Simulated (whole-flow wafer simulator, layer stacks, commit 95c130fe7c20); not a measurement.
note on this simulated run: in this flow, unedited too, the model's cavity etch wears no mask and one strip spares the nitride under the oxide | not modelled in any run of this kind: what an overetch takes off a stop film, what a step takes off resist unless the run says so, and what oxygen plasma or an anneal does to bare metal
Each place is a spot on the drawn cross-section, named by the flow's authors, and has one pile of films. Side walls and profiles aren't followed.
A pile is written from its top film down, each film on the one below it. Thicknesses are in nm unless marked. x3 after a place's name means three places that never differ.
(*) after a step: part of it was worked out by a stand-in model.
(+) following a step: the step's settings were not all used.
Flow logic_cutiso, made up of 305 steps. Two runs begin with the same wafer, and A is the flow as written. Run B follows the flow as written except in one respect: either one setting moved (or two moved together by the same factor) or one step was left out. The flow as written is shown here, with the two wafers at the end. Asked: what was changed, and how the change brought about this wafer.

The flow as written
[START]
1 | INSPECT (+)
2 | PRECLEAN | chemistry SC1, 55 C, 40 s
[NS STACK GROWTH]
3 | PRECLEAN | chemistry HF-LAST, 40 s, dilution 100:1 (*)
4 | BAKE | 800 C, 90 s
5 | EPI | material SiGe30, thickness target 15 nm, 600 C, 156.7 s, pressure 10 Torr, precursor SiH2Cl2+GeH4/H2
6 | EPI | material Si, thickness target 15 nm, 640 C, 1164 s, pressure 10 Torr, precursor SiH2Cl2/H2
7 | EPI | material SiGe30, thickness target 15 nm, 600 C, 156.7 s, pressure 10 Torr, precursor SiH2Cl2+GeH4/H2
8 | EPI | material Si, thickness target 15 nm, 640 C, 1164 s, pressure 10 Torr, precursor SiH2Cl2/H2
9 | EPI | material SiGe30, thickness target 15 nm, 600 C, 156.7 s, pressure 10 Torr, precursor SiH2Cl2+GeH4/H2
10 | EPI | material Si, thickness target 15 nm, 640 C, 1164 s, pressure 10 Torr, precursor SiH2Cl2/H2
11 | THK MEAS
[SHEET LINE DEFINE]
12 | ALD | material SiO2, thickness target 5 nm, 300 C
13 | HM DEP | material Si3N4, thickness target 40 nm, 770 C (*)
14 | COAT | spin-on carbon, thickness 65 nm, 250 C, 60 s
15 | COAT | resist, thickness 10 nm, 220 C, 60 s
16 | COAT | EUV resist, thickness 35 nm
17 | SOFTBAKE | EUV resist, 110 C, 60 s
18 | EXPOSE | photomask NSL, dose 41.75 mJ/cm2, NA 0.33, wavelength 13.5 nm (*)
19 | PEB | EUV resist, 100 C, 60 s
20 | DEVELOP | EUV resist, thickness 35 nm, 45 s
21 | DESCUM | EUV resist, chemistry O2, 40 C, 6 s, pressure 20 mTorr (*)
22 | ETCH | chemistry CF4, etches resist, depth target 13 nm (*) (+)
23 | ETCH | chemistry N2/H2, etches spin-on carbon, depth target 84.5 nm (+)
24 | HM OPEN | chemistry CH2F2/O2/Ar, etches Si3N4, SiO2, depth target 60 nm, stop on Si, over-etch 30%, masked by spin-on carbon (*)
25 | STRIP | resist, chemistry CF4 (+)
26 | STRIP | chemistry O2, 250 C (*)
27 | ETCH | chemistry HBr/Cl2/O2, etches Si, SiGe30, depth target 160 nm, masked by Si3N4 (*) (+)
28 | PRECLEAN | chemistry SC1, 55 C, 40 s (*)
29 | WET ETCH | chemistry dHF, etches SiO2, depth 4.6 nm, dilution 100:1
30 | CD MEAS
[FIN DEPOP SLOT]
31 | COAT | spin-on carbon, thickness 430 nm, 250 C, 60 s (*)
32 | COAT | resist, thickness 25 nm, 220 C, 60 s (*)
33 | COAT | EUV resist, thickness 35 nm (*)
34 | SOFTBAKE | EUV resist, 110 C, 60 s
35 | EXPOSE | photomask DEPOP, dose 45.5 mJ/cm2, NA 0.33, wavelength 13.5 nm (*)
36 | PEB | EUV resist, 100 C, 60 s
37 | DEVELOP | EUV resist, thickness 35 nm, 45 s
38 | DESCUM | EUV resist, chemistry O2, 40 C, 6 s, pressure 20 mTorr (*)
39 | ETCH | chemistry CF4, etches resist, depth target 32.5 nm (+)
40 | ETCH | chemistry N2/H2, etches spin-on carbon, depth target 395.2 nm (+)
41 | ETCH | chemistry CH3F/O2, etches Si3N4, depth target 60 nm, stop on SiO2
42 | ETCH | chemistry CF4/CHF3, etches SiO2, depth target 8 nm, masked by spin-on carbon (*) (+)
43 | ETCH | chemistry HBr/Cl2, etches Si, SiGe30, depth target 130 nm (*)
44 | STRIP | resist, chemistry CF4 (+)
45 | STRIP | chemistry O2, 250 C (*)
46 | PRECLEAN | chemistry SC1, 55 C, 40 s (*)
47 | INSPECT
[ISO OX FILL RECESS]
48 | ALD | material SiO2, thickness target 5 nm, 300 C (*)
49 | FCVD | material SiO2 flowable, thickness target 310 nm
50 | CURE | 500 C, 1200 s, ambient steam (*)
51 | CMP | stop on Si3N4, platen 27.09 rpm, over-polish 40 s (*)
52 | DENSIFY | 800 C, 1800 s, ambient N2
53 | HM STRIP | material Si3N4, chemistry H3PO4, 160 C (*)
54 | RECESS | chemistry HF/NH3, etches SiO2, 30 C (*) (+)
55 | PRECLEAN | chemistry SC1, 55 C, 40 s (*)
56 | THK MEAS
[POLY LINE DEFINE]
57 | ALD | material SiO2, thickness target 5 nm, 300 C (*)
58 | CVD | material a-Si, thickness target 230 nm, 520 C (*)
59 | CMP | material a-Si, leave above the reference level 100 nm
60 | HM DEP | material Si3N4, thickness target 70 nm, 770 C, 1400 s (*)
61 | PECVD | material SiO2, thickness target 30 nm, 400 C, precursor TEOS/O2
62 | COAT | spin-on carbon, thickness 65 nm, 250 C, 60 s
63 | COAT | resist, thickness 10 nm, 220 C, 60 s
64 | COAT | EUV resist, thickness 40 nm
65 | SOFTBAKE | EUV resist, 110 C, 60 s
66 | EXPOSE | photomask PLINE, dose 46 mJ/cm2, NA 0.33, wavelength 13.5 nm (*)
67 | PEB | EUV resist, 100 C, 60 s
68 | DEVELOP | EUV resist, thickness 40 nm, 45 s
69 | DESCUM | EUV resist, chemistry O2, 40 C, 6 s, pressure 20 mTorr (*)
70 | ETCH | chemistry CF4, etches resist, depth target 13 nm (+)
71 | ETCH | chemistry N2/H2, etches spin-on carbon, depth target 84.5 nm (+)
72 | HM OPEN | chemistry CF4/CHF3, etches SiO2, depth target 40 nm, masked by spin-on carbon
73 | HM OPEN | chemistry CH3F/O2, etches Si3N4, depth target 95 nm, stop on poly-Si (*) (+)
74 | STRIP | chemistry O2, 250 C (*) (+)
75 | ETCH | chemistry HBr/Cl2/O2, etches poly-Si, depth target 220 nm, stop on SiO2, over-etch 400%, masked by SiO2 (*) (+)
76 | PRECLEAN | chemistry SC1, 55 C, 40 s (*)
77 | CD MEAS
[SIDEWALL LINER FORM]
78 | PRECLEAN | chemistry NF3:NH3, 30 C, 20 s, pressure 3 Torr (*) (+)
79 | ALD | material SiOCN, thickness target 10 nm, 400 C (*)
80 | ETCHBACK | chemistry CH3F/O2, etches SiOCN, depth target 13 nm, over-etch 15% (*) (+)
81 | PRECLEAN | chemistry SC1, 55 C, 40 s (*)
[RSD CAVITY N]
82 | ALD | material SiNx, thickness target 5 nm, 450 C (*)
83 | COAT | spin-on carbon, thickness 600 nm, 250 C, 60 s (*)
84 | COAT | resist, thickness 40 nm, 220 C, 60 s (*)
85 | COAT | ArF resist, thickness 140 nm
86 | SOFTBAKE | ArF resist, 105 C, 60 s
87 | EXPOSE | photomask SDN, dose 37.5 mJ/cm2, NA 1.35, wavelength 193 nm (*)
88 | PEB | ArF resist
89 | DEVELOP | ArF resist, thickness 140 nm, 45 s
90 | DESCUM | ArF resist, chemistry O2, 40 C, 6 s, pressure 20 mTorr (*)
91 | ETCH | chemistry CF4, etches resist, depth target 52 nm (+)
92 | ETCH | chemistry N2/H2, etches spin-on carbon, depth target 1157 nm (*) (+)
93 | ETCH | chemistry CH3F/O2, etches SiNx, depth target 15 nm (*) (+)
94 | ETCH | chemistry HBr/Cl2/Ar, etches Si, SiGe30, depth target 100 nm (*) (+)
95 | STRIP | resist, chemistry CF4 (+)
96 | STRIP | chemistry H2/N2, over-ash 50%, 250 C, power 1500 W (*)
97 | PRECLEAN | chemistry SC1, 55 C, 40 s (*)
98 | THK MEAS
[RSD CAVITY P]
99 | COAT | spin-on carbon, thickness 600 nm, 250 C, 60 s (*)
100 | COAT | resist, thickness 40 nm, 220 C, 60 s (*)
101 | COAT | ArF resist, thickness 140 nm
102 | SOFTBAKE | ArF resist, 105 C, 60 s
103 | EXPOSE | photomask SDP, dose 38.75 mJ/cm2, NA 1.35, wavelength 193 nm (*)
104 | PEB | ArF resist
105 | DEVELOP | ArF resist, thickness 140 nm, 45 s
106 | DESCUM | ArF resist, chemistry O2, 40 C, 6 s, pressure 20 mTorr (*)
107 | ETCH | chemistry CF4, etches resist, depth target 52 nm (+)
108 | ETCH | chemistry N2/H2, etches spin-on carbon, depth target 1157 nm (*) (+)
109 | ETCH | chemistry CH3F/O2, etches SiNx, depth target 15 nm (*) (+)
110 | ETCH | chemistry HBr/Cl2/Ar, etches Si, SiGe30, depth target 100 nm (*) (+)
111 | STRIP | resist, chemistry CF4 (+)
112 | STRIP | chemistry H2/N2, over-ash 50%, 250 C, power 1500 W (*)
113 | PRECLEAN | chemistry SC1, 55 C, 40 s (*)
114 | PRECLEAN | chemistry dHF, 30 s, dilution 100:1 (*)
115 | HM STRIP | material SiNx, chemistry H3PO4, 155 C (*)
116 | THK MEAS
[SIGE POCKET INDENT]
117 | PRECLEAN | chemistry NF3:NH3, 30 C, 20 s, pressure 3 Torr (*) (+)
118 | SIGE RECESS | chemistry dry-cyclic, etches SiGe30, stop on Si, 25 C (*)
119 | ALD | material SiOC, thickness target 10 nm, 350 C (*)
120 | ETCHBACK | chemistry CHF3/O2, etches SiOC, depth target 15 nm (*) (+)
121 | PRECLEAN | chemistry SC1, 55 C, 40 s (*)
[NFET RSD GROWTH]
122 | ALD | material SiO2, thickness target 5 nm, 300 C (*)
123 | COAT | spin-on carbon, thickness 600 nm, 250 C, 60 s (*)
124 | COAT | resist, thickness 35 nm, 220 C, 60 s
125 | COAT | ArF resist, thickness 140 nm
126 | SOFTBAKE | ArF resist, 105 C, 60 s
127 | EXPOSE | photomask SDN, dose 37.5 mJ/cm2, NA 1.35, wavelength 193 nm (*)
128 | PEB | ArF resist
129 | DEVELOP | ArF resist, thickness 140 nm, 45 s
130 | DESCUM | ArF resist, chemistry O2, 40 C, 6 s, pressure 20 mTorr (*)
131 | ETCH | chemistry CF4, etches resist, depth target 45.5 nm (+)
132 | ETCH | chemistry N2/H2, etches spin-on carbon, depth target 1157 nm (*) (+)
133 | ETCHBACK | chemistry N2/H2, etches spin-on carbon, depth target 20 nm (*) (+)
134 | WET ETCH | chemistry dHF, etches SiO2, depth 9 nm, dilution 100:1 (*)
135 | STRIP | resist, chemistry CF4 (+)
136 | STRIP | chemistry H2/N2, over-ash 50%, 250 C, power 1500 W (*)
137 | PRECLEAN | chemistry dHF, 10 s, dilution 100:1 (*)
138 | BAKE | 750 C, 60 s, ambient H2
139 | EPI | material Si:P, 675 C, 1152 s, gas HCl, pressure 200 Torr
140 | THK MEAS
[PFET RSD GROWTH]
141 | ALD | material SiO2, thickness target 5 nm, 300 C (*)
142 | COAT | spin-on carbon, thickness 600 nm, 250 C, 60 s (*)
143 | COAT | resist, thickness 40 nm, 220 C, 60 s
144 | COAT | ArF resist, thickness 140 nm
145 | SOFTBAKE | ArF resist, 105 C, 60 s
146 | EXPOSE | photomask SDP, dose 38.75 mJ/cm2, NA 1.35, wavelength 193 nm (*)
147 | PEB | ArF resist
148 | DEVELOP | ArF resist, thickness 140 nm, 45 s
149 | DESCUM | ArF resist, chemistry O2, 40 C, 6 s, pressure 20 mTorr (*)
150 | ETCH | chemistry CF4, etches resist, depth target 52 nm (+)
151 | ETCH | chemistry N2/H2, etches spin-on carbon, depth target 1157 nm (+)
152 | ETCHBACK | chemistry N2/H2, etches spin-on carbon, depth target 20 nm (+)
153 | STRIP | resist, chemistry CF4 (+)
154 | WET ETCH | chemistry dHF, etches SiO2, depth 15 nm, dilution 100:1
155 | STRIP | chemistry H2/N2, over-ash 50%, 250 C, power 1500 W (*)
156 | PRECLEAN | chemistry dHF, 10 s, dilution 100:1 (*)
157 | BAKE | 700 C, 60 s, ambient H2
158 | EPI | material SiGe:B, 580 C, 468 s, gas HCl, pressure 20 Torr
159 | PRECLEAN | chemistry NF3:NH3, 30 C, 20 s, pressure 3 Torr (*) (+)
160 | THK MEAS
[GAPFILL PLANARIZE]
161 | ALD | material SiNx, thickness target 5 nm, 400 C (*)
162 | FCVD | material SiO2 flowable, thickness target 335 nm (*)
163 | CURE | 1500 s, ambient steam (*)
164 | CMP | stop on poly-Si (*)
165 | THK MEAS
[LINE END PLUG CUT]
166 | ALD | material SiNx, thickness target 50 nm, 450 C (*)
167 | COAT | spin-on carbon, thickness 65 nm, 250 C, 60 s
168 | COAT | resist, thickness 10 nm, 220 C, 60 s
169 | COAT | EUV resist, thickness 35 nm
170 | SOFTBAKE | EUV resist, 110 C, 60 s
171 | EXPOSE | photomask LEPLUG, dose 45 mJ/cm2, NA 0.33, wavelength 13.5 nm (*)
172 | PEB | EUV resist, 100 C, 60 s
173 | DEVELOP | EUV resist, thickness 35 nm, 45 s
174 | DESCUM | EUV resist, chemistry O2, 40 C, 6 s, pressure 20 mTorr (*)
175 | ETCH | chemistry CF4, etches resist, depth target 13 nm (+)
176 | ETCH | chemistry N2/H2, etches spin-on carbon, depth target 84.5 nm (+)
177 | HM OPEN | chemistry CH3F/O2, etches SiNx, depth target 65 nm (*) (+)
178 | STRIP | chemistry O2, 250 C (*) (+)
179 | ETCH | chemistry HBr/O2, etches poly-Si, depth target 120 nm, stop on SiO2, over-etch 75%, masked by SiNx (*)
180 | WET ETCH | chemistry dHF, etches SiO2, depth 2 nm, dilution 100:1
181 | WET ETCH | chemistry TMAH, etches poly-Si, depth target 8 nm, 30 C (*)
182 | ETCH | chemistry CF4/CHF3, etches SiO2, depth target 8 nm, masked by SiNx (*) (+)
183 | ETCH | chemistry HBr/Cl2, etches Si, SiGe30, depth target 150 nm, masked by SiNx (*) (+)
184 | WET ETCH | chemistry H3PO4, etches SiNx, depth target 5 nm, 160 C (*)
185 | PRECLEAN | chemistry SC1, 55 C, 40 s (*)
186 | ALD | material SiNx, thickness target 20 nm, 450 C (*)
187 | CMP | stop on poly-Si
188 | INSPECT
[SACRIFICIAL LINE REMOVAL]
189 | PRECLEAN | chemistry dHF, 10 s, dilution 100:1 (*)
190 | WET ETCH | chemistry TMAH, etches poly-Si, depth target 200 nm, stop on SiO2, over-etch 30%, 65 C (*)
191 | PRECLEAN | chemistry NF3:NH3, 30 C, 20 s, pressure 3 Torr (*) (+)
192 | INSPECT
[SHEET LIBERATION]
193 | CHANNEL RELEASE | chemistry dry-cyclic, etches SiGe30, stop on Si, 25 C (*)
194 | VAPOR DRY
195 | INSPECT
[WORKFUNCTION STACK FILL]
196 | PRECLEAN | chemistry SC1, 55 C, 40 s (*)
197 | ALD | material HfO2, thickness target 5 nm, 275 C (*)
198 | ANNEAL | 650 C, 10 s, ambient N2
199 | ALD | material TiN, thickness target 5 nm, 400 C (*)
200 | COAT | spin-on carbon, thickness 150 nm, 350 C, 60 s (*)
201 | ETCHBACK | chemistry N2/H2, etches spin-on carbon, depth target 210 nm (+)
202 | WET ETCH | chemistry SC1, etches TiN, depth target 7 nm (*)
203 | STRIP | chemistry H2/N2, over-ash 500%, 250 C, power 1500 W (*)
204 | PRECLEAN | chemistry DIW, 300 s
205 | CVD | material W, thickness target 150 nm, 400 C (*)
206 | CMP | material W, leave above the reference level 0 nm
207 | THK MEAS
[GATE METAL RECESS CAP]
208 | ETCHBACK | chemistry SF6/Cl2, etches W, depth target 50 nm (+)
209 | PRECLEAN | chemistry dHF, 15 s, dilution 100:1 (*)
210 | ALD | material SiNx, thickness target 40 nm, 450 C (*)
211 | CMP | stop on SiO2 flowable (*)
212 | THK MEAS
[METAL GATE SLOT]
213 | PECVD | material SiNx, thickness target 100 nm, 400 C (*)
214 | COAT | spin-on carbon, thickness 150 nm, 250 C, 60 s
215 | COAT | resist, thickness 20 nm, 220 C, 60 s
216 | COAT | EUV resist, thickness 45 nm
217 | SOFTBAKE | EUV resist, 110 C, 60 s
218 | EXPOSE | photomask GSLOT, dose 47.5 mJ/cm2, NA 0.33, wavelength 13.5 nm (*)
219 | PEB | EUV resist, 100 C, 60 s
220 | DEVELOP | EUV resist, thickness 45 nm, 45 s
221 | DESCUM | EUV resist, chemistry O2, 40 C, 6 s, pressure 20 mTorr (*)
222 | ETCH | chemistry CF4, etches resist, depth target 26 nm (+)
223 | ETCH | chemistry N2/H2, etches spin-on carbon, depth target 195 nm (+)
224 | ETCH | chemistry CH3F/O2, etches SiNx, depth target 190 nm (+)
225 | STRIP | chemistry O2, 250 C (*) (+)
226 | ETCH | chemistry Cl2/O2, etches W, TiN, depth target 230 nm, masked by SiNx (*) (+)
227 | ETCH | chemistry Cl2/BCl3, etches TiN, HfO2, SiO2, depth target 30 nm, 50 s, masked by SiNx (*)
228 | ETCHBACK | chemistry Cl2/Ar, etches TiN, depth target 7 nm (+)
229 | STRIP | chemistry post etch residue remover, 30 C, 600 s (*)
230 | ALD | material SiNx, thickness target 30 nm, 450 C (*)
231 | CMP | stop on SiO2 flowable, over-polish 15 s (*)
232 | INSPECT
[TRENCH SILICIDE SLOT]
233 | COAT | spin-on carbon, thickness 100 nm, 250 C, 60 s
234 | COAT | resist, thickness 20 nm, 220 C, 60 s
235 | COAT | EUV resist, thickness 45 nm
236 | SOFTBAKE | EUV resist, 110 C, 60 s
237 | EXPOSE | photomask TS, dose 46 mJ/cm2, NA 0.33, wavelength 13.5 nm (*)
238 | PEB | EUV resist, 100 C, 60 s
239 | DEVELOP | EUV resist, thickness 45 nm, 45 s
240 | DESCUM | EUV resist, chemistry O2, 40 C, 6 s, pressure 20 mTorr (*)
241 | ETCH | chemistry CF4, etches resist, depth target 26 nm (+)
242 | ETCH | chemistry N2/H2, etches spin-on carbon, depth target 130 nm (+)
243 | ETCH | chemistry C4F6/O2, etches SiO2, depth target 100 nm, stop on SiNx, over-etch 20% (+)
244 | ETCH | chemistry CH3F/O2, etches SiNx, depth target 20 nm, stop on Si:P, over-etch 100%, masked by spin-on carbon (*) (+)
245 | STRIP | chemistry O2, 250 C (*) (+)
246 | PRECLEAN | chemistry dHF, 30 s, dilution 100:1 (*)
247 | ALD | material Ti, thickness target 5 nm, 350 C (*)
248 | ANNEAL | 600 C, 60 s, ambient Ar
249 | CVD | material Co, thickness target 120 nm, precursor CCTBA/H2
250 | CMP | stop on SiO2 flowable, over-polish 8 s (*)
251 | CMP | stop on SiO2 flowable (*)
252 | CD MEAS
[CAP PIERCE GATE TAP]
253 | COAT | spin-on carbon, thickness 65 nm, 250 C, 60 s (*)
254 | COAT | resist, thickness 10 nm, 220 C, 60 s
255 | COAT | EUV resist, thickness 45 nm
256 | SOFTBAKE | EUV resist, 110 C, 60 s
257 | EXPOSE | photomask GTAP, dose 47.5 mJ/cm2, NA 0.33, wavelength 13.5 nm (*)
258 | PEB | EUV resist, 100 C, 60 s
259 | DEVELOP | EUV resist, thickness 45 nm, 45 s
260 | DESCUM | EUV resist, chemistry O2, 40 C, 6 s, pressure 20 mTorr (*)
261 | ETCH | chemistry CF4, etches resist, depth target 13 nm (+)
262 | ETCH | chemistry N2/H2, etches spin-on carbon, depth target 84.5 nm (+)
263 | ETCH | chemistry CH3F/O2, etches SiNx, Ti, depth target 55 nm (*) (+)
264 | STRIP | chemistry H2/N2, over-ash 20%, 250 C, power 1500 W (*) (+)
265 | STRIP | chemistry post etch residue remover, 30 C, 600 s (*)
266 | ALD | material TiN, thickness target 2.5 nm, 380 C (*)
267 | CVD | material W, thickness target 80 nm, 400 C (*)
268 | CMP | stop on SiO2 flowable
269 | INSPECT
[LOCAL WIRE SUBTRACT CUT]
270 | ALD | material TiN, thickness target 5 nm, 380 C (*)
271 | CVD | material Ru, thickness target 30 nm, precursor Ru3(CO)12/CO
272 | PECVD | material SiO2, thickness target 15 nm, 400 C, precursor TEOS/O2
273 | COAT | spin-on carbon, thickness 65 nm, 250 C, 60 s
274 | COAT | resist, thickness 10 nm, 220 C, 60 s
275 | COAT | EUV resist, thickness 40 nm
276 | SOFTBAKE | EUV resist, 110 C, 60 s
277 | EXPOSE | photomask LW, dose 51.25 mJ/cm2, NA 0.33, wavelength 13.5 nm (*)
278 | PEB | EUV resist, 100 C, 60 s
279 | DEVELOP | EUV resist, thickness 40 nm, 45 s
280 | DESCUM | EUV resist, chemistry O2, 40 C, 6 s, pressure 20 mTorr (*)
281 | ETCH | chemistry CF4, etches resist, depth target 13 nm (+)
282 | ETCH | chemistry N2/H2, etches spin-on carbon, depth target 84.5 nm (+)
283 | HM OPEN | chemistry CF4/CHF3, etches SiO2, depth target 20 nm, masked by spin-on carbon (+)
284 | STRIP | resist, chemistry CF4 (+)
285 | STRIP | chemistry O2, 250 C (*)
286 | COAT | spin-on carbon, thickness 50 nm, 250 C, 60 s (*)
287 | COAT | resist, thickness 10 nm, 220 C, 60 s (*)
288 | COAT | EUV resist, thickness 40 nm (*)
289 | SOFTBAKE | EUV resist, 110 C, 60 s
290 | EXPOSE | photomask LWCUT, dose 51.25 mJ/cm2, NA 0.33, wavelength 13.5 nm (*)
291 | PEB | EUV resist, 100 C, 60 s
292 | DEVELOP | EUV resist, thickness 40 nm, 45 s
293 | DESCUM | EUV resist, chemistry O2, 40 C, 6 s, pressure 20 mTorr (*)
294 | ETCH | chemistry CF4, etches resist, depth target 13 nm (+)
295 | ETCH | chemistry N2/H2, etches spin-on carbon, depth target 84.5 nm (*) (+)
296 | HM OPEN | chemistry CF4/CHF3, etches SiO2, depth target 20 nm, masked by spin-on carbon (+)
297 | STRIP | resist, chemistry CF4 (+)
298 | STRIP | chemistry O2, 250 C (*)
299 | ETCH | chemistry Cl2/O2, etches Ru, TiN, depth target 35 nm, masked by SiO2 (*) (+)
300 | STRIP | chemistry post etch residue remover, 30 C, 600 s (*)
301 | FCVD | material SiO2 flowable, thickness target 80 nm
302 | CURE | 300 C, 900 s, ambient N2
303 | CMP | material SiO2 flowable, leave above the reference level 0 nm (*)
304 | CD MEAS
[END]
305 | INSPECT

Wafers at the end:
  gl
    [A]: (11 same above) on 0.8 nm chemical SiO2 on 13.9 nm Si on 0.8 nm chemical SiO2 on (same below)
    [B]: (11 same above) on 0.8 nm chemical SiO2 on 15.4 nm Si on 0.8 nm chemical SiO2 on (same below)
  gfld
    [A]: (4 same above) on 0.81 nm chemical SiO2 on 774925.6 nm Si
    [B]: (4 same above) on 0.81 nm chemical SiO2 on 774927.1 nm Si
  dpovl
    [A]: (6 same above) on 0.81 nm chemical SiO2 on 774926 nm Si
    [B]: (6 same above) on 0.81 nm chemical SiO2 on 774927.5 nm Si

The reason: step 8, EPI: thickness target 16.5 nm was run, whereas the flow has thickness target 15 nm; step 8, EPI: 1281 s was run, where the flow has 1164 s.

Step by step, how the change led to this:
  8 | EPI | material Si, thickness target 15 nm, 640 C, 1164 s, pressure 10 Torr, precursor SiH2Cl2/H2
      depop, dpovl, gfld and 19 more: A Si gains 15 (new film) | B Si gains 16.5 (new film)
  27 | ETCH | chemistry HBr/Cl2/O2, etches Si, SiGe30, depth target 160 nm, masked by Si3N4 (*) (+)
      gfld, gxf, iso, lnri: A chemical SiO2 loses 0.79 (all of it), Si loses 11.4 (all of it), SiGe30 loses 15 (all of it), Si loses 15 (all of it), SiGe30 loses 15 (all of it), Si loses 15 (all of it), SiGe30 loses 15 (all of it), Si loses 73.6 | B chemical SiO2 loses 0.79 (all of it), Si loses 11.4 (all of it), SiGe30 loses 15 (all of it), Si loses 16.5 (all of it), SiGe30 loses 15 (all of it), Si loses 15 (all of it), SiGe30 loses 15 (all of it), Si loses 72.1
      dpovl, nsgap: A chemical SiO2 loses 0.79 (all of it), Si loses 11.8 (all of it), SiGe30 loses 15 (all of it), Si loses 15 (all of it), SiGe30 loses 15 (all of it), Si loses 15 (all of it), SiGe30 loses 15 (all of it), Si loses 73.2 | B chemical SiO2 loses 0.79 (all of it), Si loses 11.8 (all of it), SiGe30 loses 15 (all of it), Si loses 16.5 (all of it), SiGe30 loses 15 (all of it), Si loses 15 (all of it), SiGe30 loses 15 (all of it), Si loses 71.7
      (and at 1 other place as well)
  43 | ETCH | chemistry HBr/Cl2, etches Si, SiGe30, depth target 130 nm (*)
      depop: A Si loses 14 (all of it), SiGe30 loses 15 (all of it), Si loses 15 (all of it), SiGe30 loses 15 (all of it), Si loses 15 (all of it), SiGe30 loses 15 (all of it), Si loses 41 | B Si loses 14 (all of it), SiGe30 loses 15 (all of it), Si loses 16.5 (all of it), SiGe30 loses 15 (all of it), Si loses 15 (all of it), SiGe30 loses 15 (all of it), Si loses 39.5
  94 | ETCH | chemistry HBr/Cl2/Ar, etches Si, SiGe30, depth target 100 nm (*) (+)
      rsdn, rsdx: A chemical SiO2 loses 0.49 (all of it), Si loses 12.8 (all of it), SiGe30 loses 15 (all of it), Si loses 15 (all of it), SiGe30 loses 15 (all of it), Si loses 15 (all of it), SiGe30 loses 15 (all of it), Si loses 12.2 | B chemical SiO2 loses 0.49 (all of it), Si loses 12.8 (all of it), SiGe30 loses 15 (all of it), Si loses 16.5 (all of it), SiGe30 loses 15 (all of it), Si loses 15 (all of it), SiGe30 loses 15 (all of it), Si loses 10.7
  110 | ETCH | chemistry HBr/Cl2/Ar, etches Si, SiGe30, depth target 100 nm (*) (+)
      rsdp, rsdw: A chemical SiO2 loses 0.49 (all of it), Si loses 12.8 (all of it), SiGe30 loses 15 (all of it), Si loses 15 (all of it), SiGe30 loses 15 (all of it), Si loses 15 (all of it), SiGe30 loses 15 (all of it), Si loses 12.2 | B chemical SiO2 loses 0.49 (all of it), Si loses 12.8 (all of it), SiGe30 loses 15 (all of it), Si loses 16.5 (all of it), SiGe30 loses 15 (all of it), Si loses 15 (all of it), SiGe30 loses 15 (all of it), Si loses 10.7
  183 | ETCH | chemistry HBr/Cl2, etches Si, SiGe30, depth target 150 nm, masked by SiNx (*) (+)
      plug: A Si loses 13.6 (all of it), SiGe30 loses 15 (all of it), Si loses 15 (all of it), SiGe30 loses 15 (all of it), Si loses 15 (all of it), SiGe30 loses 15 (all of it), Si loses 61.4 | B Si loses 13.6 (all of it), SiGe30 loses 15 (all of it), Si loses 16.5 (all of it), SiGe30 loses 15 (all of it), Si loses 15 (all of it), SiGe30 loses 15 (all of it), Si loses 59.9
